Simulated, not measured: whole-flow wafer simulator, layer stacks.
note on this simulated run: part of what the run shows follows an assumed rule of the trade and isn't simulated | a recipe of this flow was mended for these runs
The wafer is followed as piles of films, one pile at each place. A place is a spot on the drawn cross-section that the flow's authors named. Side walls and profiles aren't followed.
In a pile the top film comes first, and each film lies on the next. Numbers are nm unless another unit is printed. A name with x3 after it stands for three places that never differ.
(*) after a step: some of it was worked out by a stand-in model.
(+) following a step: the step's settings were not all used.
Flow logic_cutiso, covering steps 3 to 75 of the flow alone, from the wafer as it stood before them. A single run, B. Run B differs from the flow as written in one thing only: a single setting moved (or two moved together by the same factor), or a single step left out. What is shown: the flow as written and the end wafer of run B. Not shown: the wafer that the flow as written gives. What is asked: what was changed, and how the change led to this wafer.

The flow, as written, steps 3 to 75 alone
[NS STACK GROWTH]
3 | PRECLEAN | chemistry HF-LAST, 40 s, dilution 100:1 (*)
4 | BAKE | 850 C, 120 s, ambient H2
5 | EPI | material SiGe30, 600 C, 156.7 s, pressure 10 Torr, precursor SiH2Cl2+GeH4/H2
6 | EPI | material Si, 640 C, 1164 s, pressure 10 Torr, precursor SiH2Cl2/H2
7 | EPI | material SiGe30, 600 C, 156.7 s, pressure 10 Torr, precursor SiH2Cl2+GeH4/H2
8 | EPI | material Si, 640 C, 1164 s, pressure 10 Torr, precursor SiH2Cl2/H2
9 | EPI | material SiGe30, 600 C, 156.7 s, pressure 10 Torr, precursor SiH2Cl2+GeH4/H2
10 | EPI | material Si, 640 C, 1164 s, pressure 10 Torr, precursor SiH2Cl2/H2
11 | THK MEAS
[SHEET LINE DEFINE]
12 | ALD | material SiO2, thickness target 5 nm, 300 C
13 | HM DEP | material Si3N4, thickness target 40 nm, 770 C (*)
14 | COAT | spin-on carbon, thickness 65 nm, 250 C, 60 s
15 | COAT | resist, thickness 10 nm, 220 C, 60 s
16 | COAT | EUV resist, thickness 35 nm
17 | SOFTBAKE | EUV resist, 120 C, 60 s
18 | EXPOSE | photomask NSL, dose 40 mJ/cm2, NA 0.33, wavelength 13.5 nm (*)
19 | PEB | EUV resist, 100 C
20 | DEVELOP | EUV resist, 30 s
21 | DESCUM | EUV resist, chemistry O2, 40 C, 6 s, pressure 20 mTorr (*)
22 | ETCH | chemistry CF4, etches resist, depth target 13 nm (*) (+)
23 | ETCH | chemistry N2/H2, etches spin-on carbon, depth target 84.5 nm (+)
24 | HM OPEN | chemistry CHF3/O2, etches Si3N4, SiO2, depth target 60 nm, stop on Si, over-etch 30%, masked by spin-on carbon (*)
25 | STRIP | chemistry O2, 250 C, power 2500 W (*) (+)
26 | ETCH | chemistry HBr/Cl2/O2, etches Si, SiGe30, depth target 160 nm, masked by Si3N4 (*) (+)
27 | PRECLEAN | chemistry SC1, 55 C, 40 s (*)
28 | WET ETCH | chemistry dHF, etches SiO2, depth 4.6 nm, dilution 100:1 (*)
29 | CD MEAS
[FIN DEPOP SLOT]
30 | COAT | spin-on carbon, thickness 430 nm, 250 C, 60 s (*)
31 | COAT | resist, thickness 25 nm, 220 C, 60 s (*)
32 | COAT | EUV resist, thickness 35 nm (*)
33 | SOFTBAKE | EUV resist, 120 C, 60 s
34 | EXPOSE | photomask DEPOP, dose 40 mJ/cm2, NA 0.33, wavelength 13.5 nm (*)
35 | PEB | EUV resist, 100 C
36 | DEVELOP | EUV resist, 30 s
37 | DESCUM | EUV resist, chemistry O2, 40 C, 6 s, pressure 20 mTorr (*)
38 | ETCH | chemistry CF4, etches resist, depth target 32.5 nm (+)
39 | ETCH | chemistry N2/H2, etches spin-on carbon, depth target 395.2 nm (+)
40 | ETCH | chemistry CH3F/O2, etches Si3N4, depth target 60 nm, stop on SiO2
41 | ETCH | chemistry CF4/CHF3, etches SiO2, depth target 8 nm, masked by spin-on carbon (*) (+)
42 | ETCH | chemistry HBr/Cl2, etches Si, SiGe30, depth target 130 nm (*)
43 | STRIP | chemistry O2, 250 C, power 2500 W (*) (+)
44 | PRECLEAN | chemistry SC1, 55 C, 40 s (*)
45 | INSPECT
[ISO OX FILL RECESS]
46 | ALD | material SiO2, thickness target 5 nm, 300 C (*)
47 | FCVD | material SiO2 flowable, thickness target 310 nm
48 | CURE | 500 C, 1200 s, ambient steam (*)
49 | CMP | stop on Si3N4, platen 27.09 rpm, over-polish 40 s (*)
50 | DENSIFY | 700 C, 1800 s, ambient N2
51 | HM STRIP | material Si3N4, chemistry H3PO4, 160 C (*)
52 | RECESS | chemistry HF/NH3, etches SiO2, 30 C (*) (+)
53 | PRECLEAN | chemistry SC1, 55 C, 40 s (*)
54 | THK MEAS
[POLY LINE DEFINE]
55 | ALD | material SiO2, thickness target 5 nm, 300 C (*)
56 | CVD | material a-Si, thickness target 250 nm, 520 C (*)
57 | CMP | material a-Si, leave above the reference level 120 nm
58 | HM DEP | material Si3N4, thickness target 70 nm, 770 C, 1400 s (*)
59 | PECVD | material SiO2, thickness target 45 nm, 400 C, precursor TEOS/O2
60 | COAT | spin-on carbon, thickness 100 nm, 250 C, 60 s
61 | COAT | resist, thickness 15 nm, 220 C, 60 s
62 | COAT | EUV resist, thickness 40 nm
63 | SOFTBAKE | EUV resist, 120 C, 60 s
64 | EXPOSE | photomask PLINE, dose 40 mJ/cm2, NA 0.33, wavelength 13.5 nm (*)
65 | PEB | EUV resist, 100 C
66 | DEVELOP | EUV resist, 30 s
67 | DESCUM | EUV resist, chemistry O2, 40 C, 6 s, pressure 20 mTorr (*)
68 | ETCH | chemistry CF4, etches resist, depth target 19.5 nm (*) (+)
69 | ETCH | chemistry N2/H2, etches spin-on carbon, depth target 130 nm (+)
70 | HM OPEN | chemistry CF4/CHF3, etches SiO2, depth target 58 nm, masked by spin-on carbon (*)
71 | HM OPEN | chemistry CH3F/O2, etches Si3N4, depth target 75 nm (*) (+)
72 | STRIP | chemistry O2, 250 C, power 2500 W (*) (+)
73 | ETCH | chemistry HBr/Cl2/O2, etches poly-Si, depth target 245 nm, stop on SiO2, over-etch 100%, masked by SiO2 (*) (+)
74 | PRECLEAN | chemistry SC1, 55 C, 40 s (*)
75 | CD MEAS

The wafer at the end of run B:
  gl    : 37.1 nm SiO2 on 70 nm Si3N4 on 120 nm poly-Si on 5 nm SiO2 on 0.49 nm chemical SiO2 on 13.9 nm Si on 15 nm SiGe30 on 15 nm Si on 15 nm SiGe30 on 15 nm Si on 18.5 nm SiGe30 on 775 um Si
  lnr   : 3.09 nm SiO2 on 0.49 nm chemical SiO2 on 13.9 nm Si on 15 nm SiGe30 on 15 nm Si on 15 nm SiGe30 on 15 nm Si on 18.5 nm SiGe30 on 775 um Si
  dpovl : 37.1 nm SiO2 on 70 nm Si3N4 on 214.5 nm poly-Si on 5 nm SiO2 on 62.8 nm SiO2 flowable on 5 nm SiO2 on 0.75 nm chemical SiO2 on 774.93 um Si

Cause: step 5, EPI: 612 C was run, though the flow has 600 C.

Step by step, how the change led to this:
  5 | EPI | material SiGe30, 600 C, 156.7 s, pressure 10 Torr, precursor SiH2Cl2+GeH4/H2
      depop, dpovl, gfld and 19 more: +18.5 SiGe30 (new film) (as written it would have been: +15 SiGe30 (new film))
  26 | ETCH | chemistry HBr/Cl2/O2, etches Si, SiGe30, depth target 160 nm, masked by Si3N4 (*) (+)
      dpovl, gfld, gxf, iso, isow, lnri, nsgap: -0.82 chemical SiO2 (all of it), -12 Si (all of it), -15 SiGe30 (all of it), -15 Si (all of it), -15 SiGe30 (all of it), -15 Si (all of it), -18.5 SiGe30 (all of it), -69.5 Si (as written it would have been: -0.82 chemical SiO2 (all of it), -12 Si (all of it), -15 SiGe30 (all of it), -15 Si (all of it), -15 SiGe30 (all of it), -15 Si (all of it), -15 SiGe30 (all of it), -73 Si)
  42 | ETCH | chemistry HBr/Cl2, etches Si, SiGe30, depth target 130 nm (*)
      depop: -13.8 Si (all of it), -15 SiGe30 (all of it), -15 Si (all of it), -15 SiGe30 (all of it), -15 Si (all of it), -18.5 SiGe30 (all of it), -37.7 Si (as written it would have been: -13.8 Si (all of it), -15 SiGe30 (all of it), -15 Si (all of it), -15 SiGe30 (all of it), -15 Si (all of it), -15 SiGe30 (all of it), -41.2 Si)
